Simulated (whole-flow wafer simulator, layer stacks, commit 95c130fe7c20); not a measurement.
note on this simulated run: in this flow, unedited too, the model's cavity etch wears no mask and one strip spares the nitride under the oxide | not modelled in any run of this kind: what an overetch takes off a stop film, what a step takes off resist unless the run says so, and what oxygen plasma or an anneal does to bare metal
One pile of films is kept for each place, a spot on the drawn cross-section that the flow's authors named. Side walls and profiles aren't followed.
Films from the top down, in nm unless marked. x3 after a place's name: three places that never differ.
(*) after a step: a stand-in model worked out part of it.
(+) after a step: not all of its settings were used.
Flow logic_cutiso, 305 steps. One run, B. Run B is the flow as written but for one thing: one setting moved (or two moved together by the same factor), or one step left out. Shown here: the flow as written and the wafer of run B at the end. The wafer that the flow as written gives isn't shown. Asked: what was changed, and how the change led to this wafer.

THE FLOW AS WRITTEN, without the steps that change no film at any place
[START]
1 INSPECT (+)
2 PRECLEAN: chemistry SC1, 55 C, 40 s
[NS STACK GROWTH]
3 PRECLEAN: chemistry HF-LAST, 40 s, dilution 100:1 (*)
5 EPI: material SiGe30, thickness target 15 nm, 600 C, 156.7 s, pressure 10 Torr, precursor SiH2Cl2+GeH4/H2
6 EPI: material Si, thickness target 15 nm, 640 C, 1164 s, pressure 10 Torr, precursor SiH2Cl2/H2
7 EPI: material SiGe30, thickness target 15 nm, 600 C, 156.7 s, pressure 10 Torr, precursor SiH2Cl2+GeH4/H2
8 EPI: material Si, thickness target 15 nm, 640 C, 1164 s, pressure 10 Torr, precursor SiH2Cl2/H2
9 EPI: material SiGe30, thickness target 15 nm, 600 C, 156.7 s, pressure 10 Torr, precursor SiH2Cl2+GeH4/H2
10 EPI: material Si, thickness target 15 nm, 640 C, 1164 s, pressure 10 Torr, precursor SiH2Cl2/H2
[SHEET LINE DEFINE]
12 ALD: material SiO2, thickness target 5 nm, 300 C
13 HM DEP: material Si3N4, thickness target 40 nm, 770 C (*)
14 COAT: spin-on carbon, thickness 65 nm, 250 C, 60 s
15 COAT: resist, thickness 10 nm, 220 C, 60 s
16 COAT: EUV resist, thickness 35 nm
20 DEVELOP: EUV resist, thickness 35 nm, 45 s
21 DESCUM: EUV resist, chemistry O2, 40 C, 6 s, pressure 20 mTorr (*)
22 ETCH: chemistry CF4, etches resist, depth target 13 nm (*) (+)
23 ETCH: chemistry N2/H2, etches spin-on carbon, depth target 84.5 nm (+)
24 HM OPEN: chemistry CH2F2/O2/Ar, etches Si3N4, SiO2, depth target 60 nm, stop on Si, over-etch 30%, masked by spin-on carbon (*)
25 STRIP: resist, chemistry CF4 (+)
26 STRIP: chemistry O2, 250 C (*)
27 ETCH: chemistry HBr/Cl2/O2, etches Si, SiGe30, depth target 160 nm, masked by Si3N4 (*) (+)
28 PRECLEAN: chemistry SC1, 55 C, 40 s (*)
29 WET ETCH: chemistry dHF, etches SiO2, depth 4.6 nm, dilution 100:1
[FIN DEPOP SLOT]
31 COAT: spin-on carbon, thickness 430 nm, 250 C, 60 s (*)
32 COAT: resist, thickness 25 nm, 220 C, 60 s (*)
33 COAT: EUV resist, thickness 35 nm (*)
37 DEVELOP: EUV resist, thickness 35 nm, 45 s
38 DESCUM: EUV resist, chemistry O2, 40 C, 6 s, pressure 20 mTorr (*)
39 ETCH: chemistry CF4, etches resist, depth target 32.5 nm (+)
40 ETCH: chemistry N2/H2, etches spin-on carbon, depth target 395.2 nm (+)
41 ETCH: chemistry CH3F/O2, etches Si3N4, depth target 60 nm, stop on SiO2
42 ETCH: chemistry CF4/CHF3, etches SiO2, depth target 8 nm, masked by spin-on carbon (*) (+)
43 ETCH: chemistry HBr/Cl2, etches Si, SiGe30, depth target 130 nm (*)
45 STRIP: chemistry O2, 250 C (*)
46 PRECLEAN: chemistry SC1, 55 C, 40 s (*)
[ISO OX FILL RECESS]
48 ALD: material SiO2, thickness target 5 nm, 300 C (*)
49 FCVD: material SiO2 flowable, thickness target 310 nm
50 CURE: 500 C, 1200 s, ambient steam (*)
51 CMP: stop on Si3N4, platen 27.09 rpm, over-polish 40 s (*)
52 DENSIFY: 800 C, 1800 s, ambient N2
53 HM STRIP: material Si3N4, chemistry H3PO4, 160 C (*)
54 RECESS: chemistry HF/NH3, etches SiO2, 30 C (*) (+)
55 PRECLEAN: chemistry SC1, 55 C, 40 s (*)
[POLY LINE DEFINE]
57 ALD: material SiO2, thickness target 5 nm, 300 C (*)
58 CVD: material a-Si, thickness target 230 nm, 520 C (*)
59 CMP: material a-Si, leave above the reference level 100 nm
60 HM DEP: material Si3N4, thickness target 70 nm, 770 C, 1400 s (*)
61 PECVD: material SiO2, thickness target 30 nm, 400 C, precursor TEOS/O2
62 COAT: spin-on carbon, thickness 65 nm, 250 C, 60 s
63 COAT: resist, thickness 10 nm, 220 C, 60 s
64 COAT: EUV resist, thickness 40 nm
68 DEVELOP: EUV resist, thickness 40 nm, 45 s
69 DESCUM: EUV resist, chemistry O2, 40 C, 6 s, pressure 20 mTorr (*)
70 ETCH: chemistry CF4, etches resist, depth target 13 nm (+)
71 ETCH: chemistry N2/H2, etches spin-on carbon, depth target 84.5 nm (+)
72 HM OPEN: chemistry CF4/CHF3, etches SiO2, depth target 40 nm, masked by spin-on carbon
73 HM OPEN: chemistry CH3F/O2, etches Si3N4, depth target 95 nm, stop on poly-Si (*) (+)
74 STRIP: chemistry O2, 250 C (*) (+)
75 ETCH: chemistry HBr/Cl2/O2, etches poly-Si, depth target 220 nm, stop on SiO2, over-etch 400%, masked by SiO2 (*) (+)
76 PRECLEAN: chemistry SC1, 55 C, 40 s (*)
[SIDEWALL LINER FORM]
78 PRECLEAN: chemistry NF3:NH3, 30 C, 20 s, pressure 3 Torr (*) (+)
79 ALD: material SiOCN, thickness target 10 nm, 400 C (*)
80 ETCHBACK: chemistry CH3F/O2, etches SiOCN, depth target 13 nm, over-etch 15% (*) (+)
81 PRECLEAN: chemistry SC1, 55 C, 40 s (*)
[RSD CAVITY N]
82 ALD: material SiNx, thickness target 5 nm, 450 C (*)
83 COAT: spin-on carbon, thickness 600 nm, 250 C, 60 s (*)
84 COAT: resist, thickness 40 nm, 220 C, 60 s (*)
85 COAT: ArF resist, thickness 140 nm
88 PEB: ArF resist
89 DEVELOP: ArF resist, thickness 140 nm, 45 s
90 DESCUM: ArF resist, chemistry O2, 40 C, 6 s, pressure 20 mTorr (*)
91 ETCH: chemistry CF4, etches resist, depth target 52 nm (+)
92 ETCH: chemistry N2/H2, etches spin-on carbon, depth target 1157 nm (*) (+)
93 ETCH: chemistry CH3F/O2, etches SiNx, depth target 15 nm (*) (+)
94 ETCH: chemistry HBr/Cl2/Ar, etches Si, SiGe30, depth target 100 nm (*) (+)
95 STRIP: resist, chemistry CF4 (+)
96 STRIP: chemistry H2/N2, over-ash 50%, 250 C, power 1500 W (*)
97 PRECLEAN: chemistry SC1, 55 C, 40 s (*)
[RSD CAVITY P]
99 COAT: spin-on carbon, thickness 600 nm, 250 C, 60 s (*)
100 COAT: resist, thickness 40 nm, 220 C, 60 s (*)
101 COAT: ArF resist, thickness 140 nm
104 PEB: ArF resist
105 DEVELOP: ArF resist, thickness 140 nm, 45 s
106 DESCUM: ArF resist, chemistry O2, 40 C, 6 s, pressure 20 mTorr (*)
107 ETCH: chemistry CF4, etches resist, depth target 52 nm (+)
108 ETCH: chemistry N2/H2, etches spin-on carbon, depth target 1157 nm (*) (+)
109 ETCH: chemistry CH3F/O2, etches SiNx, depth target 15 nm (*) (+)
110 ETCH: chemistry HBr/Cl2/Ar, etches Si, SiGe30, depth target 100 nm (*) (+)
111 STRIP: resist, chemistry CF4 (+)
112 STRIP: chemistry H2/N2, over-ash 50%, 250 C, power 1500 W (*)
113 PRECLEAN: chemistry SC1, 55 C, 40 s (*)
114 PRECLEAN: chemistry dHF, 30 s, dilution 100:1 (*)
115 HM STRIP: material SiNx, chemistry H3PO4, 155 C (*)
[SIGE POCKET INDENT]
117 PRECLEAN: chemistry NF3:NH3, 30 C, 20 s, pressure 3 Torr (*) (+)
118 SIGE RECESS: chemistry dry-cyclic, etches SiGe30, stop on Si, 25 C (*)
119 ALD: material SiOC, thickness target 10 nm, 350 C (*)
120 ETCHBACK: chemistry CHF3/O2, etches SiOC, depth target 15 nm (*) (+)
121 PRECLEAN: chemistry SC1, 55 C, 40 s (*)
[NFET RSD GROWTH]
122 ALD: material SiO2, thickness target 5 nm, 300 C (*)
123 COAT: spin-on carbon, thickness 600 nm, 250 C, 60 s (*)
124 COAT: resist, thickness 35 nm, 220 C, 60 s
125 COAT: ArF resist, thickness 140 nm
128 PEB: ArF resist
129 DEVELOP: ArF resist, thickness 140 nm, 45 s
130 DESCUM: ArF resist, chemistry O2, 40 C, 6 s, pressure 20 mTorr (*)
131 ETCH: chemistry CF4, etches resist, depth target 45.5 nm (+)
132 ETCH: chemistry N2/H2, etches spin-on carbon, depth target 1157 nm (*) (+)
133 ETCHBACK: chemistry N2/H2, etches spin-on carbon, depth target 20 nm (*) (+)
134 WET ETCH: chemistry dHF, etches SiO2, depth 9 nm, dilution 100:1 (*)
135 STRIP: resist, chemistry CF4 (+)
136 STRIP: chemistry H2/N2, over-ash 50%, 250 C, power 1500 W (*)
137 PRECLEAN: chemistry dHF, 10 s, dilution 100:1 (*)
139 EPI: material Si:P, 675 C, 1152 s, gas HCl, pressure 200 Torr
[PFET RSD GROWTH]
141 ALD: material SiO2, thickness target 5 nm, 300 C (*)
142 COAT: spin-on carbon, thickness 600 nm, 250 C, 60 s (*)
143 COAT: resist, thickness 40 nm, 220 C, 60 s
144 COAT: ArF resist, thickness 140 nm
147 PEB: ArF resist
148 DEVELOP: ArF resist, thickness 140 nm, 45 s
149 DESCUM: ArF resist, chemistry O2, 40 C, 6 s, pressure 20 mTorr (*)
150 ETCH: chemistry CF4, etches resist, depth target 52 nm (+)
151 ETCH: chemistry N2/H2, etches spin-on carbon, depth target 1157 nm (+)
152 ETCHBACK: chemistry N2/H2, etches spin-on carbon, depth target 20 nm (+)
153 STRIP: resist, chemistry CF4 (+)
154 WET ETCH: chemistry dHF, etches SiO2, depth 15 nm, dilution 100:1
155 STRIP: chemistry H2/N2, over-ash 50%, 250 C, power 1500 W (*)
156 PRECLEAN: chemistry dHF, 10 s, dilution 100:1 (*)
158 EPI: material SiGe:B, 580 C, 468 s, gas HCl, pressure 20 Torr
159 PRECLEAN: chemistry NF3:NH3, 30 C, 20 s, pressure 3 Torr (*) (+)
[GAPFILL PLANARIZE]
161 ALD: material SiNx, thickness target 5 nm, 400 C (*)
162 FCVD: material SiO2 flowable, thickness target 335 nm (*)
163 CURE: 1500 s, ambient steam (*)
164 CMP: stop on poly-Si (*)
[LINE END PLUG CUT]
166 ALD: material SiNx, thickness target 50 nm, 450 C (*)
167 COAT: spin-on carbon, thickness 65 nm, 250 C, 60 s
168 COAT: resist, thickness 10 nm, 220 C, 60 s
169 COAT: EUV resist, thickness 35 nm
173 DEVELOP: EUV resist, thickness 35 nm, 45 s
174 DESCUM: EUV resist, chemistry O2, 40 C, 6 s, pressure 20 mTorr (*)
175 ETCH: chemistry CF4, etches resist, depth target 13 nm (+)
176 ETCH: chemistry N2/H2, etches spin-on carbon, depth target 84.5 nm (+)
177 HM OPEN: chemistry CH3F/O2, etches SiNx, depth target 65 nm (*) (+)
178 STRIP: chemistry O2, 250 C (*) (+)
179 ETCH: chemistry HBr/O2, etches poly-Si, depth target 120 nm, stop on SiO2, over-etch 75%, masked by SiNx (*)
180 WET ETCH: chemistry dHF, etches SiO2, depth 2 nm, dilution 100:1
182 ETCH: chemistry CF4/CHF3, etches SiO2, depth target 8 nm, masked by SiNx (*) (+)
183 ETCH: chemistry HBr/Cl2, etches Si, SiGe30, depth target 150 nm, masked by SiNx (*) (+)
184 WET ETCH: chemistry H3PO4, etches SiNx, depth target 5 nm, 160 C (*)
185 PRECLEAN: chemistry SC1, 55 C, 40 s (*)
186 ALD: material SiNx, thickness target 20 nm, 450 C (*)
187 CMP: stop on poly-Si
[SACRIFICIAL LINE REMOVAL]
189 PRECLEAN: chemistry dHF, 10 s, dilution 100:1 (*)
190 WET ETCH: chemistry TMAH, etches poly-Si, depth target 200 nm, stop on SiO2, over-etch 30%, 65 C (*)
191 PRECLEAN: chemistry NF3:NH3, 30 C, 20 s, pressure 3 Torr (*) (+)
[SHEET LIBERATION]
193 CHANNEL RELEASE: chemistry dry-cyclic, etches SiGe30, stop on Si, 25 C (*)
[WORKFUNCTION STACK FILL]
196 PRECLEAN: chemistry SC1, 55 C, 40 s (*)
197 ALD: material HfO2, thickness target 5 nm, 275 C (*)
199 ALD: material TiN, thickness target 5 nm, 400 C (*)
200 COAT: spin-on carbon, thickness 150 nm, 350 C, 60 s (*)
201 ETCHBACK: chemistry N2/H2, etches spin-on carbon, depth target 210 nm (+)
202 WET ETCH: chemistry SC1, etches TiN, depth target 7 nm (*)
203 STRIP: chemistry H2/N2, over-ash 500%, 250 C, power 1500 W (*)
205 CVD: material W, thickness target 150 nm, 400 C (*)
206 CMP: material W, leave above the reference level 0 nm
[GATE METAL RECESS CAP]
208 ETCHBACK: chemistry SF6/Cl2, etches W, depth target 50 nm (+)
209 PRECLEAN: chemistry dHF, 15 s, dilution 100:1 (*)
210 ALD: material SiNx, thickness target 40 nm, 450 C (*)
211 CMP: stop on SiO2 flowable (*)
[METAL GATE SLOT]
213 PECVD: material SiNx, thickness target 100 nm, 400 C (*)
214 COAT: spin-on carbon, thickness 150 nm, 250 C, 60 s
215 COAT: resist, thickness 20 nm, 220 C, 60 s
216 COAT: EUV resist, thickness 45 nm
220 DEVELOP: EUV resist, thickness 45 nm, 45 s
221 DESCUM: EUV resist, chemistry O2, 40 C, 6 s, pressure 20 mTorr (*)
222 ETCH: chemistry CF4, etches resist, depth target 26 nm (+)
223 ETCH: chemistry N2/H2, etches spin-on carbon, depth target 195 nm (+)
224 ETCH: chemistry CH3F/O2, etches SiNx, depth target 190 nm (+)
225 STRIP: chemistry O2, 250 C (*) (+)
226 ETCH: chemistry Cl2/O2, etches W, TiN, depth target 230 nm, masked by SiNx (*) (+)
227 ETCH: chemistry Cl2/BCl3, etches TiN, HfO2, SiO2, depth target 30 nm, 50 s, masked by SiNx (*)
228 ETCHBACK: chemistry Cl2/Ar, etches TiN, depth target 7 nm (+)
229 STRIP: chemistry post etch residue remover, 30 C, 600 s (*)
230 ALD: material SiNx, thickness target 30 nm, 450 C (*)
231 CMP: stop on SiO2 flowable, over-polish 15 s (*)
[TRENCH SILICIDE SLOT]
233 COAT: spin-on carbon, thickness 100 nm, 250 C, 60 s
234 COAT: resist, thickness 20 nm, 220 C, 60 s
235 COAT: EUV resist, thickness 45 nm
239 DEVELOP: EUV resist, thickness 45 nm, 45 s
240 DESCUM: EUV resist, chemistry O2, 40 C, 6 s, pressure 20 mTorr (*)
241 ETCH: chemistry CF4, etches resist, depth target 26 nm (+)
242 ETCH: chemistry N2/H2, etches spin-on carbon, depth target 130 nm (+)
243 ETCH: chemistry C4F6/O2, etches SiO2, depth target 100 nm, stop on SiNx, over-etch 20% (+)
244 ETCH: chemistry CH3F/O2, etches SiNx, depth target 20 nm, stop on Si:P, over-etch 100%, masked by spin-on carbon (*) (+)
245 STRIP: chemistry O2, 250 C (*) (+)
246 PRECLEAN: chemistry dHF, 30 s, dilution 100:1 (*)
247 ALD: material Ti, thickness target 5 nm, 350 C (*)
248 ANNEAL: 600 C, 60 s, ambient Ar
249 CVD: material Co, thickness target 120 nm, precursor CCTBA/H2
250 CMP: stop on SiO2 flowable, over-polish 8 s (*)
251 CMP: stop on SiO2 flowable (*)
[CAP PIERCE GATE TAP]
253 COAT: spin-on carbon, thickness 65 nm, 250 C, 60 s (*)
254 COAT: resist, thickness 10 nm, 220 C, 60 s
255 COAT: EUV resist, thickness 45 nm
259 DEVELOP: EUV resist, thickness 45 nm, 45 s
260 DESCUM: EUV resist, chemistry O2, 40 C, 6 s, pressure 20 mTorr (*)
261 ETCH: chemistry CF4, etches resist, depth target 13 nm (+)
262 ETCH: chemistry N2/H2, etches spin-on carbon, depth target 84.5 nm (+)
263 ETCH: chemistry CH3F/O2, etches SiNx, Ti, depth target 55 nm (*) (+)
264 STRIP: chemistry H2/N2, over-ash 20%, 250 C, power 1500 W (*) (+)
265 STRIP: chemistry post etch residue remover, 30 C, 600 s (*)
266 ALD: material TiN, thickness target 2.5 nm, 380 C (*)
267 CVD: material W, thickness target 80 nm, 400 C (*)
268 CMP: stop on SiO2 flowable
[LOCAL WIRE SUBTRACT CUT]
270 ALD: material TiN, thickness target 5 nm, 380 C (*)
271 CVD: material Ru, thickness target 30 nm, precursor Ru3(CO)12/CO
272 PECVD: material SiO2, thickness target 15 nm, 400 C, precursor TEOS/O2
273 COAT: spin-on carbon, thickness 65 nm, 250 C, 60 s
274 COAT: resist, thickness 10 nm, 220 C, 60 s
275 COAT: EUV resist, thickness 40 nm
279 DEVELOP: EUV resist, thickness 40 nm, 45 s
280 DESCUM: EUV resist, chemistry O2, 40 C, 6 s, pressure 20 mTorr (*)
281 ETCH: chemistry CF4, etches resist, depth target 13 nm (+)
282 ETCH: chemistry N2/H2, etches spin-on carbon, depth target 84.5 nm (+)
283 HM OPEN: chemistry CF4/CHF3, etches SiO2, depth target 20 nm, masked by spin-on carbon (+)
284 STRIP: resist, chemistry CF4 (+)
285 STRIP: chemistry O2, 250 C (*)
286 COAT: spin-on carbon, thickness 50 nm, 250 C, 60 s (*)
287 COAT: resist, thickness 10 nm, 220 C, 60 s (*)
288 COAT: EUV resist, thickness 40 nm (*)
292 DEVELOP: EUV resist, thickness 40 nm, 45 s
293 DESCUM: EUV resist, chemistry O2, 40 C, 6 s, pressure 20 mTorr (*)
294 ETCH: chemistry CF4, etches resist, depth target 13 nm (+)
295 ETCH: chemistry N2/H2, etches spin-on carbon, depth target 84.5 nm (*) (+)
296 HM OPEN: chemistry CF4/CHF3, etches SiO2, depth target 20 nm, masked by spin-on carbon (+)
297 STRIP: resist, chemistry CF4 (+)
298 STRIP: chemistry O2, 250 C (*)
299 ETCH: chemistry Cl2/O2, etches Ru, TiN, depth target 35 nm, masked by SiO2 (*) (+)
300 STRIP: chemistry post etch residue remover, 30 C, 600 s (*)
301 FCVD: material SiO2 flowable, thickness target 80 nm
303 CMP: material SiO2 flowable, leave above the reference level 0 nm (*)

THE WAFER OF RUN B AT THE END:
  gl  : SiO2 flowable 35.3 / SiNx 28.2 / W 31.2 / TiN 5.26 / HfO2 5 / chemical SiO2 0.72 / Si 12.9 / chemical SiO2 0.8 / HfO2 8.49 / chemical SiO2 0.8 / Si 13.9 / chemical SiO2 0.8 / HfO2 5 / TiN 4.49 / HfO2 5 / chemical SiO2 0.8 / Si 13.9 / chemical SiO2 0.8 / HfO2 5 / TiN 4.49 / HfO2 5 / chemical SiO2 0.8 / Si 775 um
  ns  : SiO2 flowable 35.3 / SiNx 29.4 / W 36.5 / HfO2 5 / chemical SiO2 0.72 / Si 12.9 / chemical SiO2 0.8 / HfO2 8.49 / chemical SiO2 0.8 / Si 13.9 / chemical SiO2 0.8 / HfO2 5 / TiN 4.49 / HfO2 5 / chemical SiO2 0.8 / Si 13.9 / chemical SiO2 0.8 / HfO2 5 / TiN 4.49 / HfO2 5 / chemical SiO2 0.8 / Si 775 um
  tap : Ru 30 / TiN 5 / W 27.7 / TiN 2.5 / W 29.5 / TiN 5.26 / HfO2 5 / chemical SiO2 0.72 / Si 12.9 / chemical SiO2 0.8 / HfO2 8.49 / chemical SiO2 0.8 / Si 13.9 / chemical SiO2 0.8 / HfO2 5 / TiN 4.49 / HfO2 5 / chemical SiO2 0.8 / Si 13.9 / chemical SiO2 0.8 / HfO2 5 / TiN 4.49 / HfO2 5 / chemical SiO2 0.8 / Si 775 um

The cause: step 9, EPI: 94 s was run, where the flow has 156.7 s.

How the change led to this, step by step:
  9 EPI: material SiGe30, thickness target 15 nm, 600 C, 156.7 s, pressure 10 Torr, precursor SiH2Cl2+GeH4/H2
      depop, dpovl, gfld and 19 more: SiGe30 +9 (new film) (as written it would be: SiGe30 +15 (new film))
  27 ETCH: chemistry HBr/Cl2/O2, etches Si, SiGe30, depth target 160 nm, masked by Si3N4 (*) (+)
      gfld, gxf, iso, lnri: chemical SiO2 -0.79 (all of it), Si -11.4 (all of it), SiGe30 -9 (all of it), Si -15 (all of it), SiGe30 -15 (all of it), Si -15 (all of it), SiGe30 -15 (all of it), Si -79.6 (as written it would be: chemical SiO2 -0.79 (all of it), Si -11.4 (all of it), SiGe30 -15 (all of it), Si -15 (all of it), SiGe30 -15 (all of it), Si -15 (all of it), SiGe30 -15 (all of it), Si -73.6)
      dpovl, nsgap: chemical SiO2 -0.79 (all of it), Si -11.8 (all of it), SiGe30 -9 (all of it), Si -15 (all of it), SiGe30 -15 (all of it), Si -15 (all of it), SiGe30 -15 (all of it), Si -79.2 (as written it would be: chemical SiO2 -0.79 (all of it), Si -11.8 (all of it), SiGe30 -15 (all of it), Si -15 (all of it), SiGe30 -15 (all of it), Si -15 (all of it), SiGe30 -15 (all of it), Si -73.2)
      (and at 1 more place)
  43 ETCH: chemistry HBr/Cl2, etches Si, SiGe30, depth target 130 nm (*)
      depop: Si -14 (all of it), SiGe30 -9 (all of it), Si -15 (all of it), SiGe30 -15 (all of it), Si -15 (all of it), SiGe30 -15 (all of it), Si -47 (as written it would be: Si -14 (all of it), SiGe30 -15 (all of it), Si -15 (all of it), SiGe30 -15 (all of it), Si -15 (all of it), SiGe30 -15 (all of it), Si -41)
  94 ETCH: chemistry HBr/Cl2/Ar, etches Si, SiGe30, depth target 100 nm (*) (+)
      rsdn, rsdx: chemical SiO2 -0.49 (all of it), Si -12.8 (all of it), SiGe30 -9 (all of it), Si -15 (all of it), SiGe30 -15 (all of it), Si -15 (all of it), SiGe30 -15 (all of it), Si -18.2 (as written it would be: chemical SiO2 -0.49 (all of it), Si -12.8 (all of it), SiGe30 -15 (all of it), Si -15 (all of it), SiGe30 -15 (all of it), Si -15 (all of it), SiGe30 -15 (all of it), Si -12.2)
  110 ETCH: chemistry HBr/Cl2/Ar, etches Si, SiGe30, depth target 100 nm (*) (+)
      rsdp, rsdw: chemical SiO2 -0.49 (all of it), Si -12.8 (all of it), SiGe30 -9 (all of it), Si -15 (all of it), SiGe30 -15 (all of it), Si -15 (all of it), SiGe30 -15 (all of it), Si -18.2 (as written it would be: chemical SiO2 -0.49 (all of it), Si -12.8 (all of it), SiGe30 -15 (all of it), Si -15 (all of it), SiGe30 -15 (all of it), Si -15 (all of it), SiGe30 -15 (all of it), Si -12.2)
  118 SIGE RECESS: chemistry dry-cyclic, etches SiGe30, stop on Si, 25 C (*)
      lnr, lnrp, lnrt: SiOCN -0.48, Si -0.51, cavity +10 (new film), SiGe30 -9 (all of it), Si -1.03, cavity +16 (new film), SiGe30 -15 (all of it), Si -1.03, cavity +16 (new film), SiGe30 -15 (all of it), Si -0.51 (as written it would be: SiOCN -0.48, Si -0.51, cavity +16 (new film), SiGe30 -15 (all of it), Si -1.03, cavity +16 (new film), SiGe30 -15 (all of it), Si -1.03, cavity +16 (new film), SiGe30 -15 (all of it), Si -0.51)
  119 ALD: material SiOC, thickness target 10 nm, 350 C (*)
      lnr, lnrp, lnrt: SiOC +10 (new film), SiOC +10 (new film), cavity -10 (all of it), SiOC +16 (new film), cavity -16 (all of it), SiOC +16 (new film), cavity -16 (all of it) (as written it would be: SiOC +10 (new film), SiOC +16 (new film), cavity -16 (all of it), SiOC +16 (new film), cavity -16 (all of it), SiOC +16 (new film), cavity -16 (all of it))
  183 ETCH: chemistry HBr/Cl2, etches Si, SiGe30, depth target 150 nm, masked by SiNx (*) (+)
      plug: Si -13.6 (all of it), SiGe30 -9 (all of it), Si -15 (all of it), SiGe30 -15 (all of it), Si -15 (all of it), SiGe30 -15 (all of it), Si -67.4 (as written it would be: Si -13.6 (all of it), SiGe30 -15 (all of it), Si -15 (all of it), SiGe30 -15 (all of it), Si -15 (all of it), SiGe30 -15 (all of it), Si -61.4)
  193 CHANNEL RELEASE: chemistry dry-cyclic, etches SiGe30, stop on Si, 25 C (*)
      gl, glp, gxn, gxp, ns, tap: chemical SiO2 +0.8 (new film), Si -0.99, chemical SiO2 +0.8 (new film), cavity +8.49 (new film), chemical SiO2 +0.8 (new film), SiGe30 -9 (all of it), Si -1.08, chemical SiO2 +0.8 (new film), cavity +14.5 (new film), chemical SiO2 +0.8 (new film), SiGe30 -15 (all of it), Si -1.08, chemical SiO2 +0.8 (new film), cavity +14.5 (new film), chemical SiO2 +0.8 (new film), SiGe30 -15 (all of it), Si -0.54 (as written it would be: chemical SiO2 +0.8 (new film), Si -0.99, chemical SiO2 +0.8 (new film), cavity +14.5 (new film), chemical SiO2 +0.8 (new film), SiGe30 -15 (all of it), Si -1.08, chemical SiO2 +0.8 (new film), cavity +14.5 (new film), chemical SiO2 +0.8 (new film), SiGe30 -15 (all of it), Si -1.08, chemical SiO2 +0.8 (new film), cavity +14.5 (new film), chemical SiO2 +0.8 (new film), SiGe30 -15 (all of it), Si -0.54)
  197 ALD: material HfO2, thickness target 5 nm, 275 C (*)
      gl, glp, gxn, gxp, ns, tap: HfO2 +5 (new film), HfO2 +8.49 (new film), cavity -8.49 (all of it), HfO2 +5 (new film), cavity -10, HfO2 +5 (new film), HfO2 +5 (new film), cavity -10, HfO2 +5 (new film) (as written it would be: HfO2 +5 (new film), HfO2 +5 (new film), cavity -10, HfO2 +5 (new film), HfO2 +5 (new film), cavity -10, HfO2 +5 (new film), HfO2 +5 (new film), cavity -10, HfO2 +5 (new film))
  199 ALD: material TiN, thickness target 5 nm, 400 C (*)
      gl, glp, tap: TiN +5.26 (new film), TiN +4.49 (new film), cavity -4.49 (all of it), TiN +4.49 (new film), cavity -4.49 (all of it) (as written it would be: TiN +5.26 (new film), TiN +4.49 (new film), cavity -4.49 (all of it), TiN +4.49 (new film), cavity -4.49 (all of it), TiN +4.49 (new film), cavity -4.49 (all of it))
      gxn, gxp, ns: TiN +5 (new film), TiN +4.49 (new film), cavity -4.49 (all of it), TiN +4.49 (new film), cavity -4.49 (all of it) (as written it would be: TiN +5 (new film), TiN +4.49 (new film), cavity -4.49 (all of it), TiN +4.49 (new film), cavity -4.49 (all of it), TiN +4.49 (new film), cavity -4.49 (all of it))
Counting metal films that touch as one body, gl has 3 bodies (between them, from the top down: HfO2 5 / chemical SiO2 0.72 / Si 12.9 / chemical SiO2 0.8 / HfO2 8.49 / chemical SiO2 0.8 / Si 13.9 / chemical SiO2 0.8 / HfO2 5; HfO2 5 / chemical SiO2 0.8 / Si 13.9 / chemical SiO2 0.8 / HfO2 5); the flow as written gives 4 bodies (between them, from the top down: HfO2 5 / chemical SiO2 0.72 / Si 12.9 / chemical SiO2 0.8 / HfO2 5; HfO2 5 / chemical SiO2 0.8 / Si 13.9 / chemical SiO2 0.8 / HfO2 5; HfO2 5 / chemical SiO2 0.8 / Si 13.9 / chemical SiO2 0.8 / HfO2 5).
Counting metal films that touch as one body, ns has 3 bodies (between them, from the top down: HfO2 5 / chemical SiO2 0.72 / Si 12.9 / chemical SiO2 0.8 / HfO2 8.49 / chemical SiO2 0.8 / Si 13.9 / chemical SiO2 0.8 / HfO2 5; HfO2 5 / chemical SiO2 0.8 / Si 13.9 / chemical SiO2 0.8 / HfO2 5); the flow as written gives 4 bodies (between them, from the top down: HfO2 5 / chemical SiO2 0.72 / Si 12.9 / chemical SiO2 0.8 / HfO2 5; HfO2 5 / chemical SiO2 0.8 / Si 13.9 / chemical SiO2 0.8 / HfO2 5; HfO2 5 / chemical SiO2 0.8 / Si 13.9 / chemical SiO2 0.8 / HfO2 5).
Counting metal films that touch as one body, tap has 3 bodies (between them, from the top down: HfO2 5 / chemical SiO2 0.72 / Si 12.9 / chemical SiO2 0.8 / HfO2 8.49 / chemical SiO2 0.8 / Si 13.9 / chemical SiO2 0.8 / HfO2 5; HfO2 5 / chemical SiO2 0.8 / Si 13.9 / chemical SiO2 0.8 / HfO2 5); the flow as written gives 4 bodies (between them, from the top down: HfO2 5 / chemical SiO2 0.72 / Si 12.9 / chemical SiO2 0.8 / HfO2 5; HfO2 5 / chemical SiO2 0.8 / Si 13.9 / chemical SiO2 0.8 / HfO2 5; HfO2 5 / chemical SiO2 0.8 / Si 13.9 / chemical SiO2 0.8 / HfO2 5).
